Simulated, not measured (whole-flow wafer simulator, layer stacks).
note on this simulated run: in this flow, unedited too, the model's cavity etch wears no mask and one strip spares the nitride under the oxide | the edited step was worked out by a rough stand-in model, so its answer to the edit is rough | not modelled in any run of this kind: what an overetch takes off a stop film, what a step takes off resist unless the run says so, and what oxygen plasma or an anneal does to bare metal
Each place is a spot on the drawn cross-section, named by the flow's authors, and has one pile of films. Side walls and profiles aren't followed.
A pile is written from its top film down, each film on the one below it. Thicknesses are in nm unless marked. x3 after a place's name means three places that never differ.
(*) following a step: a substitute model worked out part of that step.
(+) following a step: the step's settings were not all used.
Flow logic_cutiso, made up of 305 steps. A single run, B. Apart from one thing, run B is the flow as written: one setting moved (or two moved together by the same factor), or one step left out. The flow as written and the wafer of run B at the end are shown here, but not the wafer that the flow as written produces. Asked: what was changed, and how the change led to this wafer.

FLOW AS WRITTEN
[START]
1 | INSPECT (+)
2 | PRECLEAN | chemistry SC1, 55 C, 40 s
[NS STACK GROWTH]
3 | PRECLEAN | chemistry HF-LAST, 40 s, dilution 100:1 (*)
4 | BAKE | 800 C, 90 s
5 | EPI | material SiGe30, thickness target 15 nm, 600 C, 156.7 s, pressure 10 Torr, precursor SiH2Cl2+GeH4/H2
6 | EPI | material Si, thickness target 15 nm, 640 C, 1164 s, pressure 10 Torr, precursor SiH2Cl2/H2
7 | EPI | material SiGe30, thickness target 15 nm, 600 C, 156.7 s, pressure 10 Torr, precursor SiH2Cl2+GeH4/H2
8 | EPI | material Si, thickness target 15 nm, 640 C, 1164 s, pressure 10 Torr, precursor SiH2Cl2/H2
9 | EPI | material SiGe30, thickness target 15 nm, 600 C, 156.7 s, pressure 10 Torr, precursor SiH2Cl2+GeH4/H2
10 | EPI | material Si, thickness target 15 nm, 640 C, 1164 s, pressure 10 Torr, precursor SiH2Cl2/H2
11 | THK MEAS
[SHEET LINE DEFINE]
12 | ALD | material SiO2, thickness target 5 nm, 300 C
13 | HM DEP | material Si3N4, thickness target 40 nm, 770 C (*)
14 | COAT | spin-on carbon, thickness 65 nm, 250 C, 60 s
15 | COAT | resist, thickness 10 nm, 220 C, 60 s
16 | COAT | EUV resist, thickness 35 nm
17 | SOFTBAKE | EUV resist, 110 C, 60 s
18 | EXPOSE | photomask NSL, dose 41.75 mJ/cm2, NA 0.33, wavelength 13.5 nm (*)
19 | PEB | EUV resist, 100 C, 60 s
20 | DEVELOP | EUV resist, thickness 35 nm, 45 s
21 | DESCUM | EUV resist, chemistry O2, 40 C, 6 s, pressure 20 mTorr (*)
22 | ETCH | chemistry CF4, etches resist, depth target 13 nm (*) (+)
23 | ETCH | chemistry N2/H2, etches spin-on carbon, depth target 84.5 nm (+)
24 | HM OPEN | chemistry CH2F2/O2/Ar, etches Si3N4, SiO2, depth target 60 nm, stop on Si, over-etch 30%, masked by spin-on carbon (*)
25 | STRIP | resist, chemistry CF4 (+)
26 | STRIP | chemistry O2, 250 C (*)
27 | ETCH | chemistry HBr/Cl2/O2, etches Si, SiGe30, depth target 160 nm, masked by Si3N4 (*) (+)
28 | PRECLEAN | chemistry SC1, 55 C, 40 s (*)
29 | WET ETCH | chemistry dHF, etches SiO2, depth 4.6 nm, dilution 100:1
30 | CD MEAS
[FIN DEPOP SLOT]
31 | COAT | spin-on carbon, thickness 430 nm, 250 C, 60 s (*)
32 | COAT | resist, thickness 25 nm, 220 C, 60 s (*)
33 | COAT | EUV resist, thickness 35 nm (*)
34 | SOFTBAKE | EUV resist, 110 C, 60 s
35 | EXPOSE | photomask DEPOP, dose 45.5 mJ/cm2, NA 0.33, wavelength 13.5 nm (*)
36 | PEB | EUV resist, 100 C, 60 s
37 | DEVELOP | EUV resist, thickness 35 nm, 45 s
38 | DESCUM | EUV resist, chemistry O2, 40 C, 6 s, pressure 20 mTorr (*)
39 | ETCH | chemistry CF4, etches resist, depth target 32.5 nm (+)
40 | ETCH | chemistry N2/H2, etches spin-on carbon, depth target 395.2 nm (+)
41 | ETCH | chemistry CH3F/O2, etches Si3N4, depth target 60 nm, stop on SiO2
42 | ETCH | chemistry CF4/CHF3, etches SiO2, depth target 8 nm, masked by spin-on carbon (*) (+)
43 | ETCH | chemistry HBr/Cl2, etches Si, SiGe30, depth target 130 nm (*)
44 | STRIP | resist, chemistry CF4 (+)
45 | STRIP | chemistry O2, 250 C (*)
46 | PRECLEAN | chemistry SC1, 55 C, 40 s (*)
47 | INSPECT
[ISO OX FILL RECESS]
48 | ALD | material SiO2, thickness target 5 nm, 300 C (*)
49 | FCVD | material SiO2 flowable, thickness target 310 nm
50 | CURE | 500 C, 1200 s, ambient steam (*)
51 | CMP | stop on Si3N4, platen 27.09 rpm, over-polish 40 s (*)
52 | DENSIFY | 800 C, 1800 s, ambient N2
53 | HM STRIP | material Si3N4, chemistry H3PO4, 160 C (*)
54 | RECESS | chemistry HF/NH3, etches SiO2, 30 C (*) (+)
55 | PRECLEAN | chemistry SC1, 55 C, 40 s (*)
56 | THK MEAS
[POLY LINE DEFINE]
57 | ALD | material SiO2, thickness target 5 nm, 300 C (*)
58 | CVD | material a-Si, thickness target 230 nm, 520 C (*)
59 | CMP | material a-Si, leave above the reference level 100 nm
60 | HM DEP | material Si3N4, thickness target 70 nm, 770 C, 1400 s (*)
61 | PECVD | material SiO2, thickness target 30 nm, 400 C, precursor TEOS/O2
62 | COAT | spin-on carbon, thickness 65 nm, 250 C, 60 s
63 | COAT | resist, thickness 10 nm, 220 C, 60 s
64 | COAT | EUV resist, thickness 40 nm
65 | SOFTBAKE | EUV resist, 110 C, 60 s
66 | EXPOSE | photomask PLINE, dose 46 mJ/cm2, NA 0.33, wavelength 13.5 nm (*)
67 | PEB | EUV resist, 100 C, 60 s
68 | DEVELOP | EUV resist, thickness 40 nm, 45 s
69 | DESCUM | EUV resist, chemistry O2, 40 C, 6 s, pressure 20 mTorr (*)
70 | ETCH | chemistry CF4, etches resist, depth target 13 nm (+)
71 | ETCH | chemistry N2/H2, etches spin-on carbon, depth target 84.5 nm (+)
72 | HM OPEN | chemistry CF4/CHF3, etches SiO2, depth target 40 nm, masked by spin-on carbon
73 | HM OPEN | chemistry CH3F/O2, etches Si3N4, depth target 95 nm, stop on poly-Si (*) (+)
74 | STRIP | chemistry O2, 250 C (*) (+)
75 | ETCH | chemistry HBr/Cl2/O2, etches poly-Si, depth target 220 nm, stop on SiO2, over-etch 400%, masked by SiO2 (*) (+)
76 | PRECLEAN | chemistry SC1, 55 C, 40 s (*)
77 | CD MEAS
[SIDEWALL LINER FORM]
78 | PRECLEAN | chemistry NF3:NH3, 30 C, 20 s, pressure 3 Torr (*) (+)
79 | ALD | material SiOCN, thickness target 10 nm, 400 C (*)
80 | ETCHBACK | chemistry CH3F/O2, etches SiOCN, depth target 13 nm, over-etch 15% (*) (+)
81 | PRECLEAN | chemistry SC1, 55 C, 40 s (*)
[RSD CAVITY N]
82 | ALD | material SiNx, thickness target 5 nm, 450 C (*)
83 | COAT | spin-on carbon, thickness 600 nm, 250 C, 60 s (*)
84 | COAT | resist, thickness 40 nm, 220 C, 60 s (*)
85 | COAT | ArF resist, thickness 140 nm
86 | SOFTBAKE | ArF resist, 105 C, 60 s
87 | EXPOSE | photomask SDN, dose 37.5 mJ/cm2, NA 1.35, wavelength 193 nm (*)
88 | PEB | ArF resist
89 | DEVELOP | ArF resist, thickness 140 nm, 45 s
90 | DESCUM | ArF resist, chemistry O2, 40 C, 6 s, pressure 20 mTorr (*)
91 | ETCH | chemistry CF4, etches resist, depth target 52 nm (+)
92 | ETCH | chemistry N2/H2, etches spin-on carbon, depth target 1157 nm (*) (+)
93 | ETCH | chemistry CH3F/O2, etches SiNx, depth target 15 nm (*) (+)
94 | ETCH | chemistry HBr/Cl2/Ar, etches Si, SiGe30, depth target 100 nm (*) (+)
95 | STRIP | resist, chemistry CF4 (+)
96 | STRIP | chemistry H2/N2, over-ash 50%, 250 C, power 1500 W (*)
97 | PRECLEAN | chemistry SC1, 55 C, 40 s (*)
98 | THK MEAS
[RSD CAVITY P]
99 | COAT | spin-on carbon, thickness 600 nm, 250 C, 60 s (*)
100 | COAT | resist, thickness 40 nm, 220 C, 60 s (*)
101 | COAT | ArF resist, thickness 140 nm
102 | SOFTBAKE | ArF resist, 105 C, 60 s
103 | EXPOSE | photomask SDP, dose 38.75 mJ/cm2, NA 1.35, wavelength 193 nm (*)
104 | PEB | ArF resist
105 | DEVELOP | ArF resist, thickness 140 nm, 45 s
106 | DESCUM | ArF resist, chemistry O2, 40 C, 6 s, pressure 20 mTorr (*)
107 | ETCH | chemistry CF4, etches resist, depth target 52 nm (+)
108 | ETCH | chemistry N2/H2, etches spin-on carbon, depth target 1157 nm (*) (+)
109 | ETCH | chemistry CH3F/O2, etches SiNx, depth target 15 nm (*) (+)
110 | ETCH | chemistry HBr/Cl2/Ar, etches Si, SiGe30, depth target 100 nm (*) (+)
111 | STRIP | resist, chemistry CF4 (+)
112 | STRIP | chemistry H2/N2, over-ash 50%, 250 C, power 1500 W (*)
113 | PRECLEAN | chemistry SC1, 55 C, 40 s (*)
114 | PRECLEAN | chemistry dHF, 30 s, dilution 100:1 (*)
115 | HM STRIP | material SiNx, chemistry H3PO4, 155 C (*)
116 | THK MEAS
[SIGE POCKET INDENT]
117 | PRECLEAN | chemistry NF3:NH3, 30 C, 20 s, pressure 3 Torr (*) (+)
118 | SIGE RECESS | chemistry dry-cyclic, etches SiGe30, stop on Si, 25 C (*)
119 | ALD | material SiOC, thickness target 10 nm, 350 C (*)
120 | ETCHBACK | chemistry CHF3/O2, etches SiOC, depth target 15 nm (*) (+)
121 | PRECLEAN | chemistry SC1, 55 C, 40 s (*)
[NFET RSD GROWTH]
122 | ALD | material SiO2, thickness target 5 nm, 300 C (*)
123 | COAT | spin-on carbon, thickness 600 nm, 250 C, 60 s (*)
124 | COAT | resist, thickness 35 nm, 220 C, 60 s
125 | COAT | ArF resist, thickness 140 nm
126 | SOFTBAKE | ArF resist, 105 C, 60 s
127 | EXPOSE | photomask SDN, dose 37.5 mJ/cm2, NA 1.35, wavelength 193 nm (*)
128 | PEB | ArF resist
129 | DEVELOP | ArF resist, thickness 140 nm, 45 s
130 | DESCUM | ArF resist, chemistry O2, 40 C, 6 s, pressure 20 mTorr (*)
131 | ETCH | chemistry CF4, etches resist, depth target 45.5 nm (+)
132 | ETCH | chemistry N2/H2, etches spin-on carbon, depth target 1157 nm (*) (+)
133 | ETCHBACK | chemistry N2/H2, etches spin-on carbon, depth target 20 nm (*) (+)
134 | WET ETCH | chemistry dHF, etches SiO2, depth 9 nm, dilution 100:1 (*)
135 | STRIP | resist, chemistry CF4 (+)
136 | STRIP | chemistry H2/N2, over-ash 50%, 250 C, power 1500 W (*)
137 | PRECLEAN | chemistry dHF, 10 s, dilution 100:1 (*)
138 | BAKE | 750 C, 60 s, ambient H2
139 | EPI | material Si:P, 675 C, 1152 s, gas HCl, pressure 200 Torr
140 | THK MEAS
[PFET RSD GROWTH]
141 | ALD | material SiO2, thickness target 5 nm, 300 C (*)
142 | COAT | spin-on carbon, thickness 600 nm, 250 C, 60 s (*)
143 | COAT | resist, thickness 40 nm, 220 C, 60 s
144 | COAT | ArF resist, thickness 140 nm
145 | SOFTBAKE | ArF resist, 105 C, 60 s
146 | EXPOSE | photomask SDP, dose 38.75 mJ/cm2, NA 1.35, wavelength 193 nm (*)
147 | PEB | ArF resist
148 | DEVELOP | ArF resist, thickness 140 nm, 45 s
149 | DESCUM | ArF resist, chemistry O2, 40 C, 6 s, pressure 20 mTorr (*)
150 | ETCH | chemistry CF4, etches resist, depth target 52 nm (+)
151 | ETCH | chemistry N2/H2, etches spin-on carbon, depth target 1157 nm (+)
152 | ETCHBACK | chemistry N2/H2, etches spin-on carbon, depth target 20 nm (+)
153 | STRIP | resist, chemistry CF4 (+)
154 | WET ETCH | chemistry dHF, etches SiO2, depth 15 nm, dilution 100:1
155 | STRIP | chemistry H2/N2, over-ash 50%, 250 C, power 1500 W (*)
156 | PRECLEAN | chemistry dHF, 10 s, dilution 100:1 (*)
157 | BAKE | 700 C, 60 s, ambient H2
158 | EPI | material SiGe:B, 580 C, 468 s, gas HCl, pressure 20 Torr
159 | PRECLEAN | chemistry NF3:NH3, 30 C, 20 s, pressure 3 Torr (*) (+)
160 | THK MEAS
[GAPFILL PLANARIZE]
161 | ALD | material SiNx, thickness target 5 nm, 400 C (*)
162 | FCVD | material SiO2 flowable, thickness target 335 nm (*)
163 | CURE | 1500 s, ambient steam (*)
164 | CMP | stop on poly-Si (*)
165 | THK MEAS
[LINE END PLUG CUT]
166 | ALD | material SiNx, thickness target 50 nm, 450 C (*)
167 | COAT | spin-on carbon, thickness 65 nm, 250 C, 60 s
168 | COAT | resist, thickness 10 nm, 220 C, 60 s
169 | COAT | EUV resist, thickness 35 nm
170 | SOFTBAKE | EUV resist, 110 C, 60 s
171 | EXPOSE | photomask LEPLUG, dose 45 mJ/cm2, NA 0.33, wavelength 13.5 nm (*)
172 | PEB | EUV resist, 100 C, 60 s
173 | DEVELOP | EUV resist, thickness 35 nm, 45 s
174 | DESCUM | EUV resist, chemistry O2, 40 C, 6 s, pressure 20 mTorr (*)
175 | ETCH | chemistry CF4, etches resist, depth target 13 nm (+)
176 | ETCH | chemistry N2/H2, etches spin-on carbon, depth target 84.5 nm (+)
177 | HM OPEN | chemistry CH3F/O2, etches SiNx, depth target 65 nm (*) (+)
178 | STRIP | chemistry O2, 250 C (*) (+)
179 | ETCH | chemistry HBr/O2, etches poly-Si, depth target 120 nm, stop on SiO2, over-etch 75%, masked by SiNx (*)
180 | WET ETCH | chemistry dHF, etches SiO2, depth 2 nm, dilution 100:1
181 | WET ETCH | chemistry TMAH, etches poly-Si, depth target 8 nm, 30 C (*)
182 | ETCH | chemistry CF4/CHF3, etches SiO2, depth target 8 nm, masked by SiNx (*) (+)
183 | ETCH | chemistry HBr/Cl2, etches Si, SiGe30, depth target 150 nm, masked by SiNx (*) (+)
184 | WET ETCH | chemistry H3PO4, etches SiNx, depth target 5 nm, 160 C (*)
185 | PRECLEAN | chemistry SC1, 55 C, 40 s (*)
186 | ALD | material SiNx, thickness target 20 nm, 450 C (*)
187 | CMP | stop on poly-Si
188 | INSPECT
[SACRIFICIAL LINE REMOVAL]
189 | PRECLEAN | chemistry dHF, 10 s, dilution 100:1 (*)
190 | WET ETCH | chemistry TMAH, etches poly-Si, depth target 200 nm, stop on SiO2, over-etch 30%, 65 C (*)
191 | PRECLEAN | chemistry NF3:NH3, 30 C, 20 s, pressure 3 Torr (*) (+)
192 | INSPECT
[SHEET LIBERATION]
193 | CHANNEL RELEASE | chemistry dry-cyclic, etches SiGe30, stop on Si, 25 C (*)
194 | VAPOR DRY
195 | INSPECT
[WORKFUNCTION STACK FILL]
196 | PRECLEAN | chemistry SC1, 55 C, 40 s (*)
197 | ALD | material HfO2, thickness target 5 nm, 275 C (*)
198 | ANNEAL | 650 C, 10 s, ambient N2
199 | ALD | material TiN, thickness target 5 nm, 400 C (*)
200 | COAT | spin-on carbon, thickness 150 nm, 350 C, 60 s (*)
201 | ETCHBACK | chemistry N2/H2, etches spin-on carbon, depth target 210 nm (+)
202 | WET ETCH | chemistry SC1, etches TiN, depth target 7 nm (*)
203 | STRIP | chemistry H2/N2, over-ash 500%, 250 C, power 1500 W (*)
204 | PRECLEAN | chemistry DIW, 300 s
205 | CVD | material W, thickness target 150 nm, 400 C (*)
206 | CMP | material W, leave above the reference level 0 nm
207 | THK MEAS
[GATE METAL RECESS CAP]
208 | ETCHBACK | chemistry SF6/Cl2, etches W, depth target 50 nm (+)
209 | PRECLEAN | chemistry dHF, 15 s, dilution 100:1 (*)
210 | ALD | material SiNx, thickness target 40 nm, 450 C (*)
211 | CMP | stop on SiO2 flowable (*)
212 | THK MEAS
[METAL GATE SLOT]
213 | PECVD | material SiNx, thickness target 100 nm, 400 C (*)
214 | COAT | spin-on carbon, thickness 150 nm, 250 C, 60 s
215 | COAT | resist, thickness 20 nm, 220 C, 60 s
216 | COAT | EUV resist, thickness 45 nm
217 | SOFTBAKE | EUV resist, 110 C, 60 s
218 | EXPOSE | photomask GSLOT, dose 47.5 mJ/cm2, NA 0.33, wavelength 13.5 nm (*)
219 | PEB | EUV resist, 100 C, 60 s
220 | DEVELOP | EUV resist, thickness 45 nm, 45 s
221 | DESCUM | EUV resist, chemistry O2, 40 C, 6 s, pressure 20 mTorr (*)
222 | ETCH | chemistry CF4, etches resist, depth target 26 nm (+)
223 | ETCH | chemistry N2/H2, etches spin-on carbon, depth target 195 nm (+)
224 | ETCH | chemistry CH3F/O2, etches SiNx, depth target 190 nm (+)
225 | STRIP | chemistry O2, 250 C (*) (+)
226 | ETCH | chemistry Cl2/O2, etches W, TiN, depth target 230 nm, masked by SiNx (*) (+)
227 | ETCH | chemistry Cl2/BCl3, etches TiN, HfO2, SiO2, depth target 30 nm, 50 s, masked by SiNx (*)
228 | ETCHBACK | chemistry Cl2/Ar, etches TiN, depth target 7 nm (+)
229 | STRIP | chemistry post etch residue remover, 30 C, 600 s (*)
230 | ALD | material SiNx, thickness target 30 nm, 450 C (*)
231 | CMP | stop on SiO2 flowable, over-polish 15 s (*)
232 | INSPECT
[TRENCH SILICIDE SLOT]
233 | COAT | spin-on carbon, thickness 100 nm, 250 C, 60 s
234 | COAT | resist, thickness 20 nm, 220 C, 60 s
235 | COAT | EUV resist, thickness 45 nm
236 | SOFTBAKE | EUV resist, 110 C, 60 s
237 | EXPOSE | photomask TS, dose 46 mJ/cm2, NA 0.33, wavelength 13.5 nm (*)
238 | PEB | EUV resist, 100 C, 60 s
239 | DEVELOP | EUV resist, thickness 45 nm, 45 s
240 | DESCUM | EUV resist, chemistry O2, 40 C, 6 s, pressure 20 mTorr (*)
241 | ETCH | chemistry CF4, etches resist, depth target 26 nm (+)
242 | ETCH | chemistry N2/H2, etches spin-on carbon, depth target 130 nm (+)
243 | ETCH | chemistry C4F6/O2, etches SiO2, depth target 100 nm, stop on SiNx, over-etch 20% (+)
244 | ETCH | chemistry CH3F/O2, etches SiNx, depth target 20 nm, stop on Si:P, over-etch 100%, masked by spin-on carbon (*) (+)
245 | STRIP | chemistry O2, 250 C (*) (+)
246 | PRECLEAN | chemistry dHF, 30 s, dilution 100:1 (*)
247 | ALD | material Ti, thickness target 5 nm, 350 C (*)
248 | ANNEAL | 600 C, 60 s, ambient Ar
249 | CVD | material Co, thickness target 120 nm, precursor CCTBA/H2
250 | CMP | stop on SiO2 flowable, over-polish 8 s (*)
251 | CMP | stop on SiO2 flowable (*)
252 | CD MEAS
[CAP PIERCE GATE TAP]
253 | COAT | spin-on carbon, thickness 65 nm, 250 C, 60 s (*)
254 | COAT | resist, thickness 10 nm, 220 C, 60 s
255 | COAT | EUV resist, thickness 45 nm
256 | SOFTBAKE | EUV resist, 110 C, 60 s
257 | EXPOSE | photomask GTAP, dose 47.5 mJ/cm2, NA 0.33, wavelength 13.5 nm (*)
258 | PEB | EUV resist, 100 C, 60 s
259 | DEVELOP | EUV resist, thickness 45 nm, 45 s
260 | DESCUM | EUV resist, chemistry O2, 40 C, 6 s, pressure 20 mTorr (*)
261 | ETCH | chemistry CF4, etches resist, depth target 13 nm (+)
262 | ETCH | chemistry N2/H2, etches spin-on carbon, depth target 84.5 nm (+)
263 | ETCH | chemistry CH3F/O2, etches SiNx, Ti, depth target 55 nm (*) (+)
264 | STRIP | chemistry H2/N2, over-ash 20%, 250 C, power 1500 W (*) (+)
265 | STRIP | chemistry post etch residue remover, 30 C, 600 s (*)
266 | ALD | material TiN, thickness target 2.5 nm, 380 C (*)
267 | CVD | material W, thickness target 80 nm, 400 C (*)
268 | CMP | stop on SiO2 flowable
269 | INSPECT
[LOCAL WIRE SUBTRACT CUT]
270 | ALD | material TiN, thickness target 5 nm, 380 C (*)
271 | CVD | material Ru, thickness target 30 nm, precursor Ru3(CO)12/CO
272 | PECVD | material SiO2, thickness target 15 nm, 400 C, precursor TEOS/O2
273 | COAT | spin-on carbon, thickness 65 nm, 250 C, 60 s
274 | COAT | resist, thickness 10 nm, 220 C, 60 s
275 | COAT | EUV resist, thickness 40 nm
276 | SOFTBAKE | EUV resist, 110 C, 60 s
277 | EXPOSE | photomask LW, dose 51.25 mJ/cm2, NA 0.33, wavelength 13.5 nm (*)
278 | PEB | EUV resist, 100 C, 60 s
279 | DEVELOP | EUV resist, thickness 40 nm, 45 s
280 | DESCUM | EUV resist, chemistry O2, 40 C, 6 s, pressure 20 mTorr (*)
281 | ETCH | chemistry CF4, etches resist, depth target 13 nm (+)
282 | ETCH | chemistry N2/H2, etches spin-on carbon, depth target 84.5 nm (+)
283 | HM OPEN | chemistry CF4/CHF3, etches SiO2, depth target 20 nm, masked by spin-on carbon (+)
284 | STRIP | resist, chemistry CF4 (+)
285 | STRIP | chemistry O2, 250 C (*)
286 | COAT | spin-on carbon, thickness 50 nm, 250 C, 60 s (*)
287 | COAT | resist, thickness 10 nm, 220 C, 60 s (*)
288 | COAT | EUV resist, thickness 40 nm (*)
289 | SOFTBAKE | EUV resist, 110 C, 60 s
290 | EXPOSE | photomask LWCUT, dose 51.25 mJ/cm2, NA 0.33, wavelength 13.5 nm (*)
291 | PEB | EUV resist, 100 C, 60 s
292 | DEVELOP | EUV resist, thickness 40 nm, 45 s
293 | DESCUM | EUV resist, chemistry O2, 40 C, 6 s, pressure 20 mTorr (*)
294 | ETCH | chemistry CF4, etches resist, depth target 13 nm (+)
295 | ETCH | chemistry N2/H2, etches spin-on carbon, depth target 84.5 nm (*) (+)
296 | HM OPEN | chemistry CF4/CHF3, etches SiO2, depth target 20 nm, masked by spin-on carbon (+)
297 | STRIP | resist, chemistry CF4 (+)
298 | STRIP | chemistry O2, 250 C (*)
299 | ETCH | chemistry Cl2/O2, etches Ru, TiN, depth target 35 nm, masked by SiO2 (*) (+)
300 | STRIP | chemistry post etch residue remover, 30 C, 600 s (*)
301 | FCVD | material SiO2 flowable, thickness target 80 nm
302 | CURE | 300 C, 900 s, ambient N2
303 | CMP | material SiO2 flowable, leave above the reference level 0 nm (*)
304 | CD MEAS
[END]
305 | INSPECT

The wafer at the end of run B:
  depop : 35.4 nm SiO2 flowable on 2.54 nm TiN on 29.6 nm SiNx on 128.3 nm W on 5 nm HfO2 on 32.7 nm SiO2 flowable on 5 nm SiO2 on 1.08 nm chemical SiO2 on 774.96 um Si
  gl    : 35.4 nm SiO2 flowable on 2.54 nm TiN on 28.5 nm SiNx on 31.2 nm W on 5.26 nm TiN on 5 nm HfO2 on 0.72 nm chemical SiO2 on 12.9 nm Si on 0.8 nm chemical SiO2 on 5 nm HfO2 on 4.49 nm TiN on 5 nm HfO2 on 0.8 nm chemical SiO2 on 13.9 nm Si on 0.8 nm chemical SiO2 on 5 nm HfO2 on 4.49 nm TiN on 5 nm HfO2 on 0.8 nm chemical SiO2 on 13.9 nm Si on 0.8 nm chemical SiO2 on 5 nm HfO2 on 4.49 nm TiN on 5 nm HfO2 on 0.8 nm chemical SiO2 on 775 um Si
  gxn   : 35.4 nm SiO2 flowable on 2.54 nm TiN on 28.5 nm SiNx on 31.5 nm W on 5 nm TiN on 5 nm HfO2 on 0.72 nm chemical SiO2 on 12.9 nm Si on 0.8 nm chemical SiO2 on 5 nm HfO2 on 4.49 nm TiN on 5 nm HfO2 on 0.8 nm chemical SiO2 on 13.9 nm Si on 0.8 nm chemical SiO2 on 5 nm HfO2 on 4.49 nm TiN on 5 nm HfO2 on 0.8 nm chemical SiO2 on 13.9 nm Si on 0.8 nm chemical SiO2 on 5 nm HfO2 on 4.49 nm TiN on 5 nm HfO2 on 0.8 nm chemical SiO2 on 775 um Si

The reason: step 270, ALD: thickness target 7.9 nm was run, though the flow has thickness target 5 nm.

Step by step, how the change led to this:
  270 | ALD | material TiN, thickness target 5 nm, 380 C (*)
      depop, dpovl, gfld and 19 more: TiN gains 7.9 (new film) (as written it would have been: TiN gains 5 (new film))
  299 | ETCH | chemistry Cl2/O2, etches Ru, TiN, depth target 35 nm, masked by SiO2 (*) (+)
      depop, dpovl, gfld and 14 more: Ru loses 29.6 (all of it), TiN loses 5.36 (as written it would have been: Ru loses 29.6 (all of it), TiN loses 5 (all of it))
      rsdw: Ru loses 29.6 (all of it), TiN loses 5.35 (as written it would have been: Ru loses 29.6 (all of it), TiN loses 5 (all of it))
  301 | FCVD | material SiO2 flowable, thickness target 80 nm
      iso, rsdx: SiO2 flowable gains 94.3 (new film) (as written it would have been: SiO2 flowable gains 94.2)
With metal films that touch counted as one body, depop has 2 bodies (between them, from the top down: SiNx 29.6); the flow as written gives 1 body.
With metal films that touch counted as one body, gl has 5 bodies (between them, from the top down: SiNx 28.5; HfO2 5 / chemical SiO2 0.72 / Si 12.9 / chemical SiO2 0.8 / HfO2 5; HfO2 5 / chemical SiO2 0.8 / Si 13.9 / chemical SiO2 0.8 / HfO2 5; HfO2 5 / chemical SiO2 0.8 / Si 13.9 / chemical SiO2 0.8 / HfO2 5); the flow as written gives 4 bodies (between them, from the top down: HfO2 5 / chemical SiO2 0.72 / Si 12.9 / chemical SiO2 0.8 / HfO2 5; HfO2 5 / chemical SiO2 0.8 / Si 13.9 / chemical SiO2 0.8 / HfO2 5; HfO2 5 / chemical SiO2 0.8 / Si 13.9 / chemical SiO2 0.8 / HfO2 5).
With metal films that touch counted as one body, gxn has 5 bodies (between them, from the top down: SiNx 28.5; HfO2 5 / chemical SiO2 0.72 / Si 12.9 / chemical SiO2 0.8 / HfO2 5; HfO2 5 / chemical SiO2 0.8 / Si 13.9 / chemical SiO2 0.8 / HfO2 5; HfO2 5 / chemical SiO2 0.8 / Si 13.9 / chemical SiO2 0.8 / HfO2 5); the flow as written gives 4 bodies (between them, from the top down: HfO2 5 / chemical SiO2 0.72 / Si 12.9 / chemical SiO2 0.8 / HfO2 5; HfO2 5 / chemical SiO2 0.8 / Si 13.9 / chemical SiO2 0.8 / HfO2 5; HfO2 5 / chemical SiO2 0.8 / Si 13.9 / chemical SiO2 0.8 / HfO2 5).
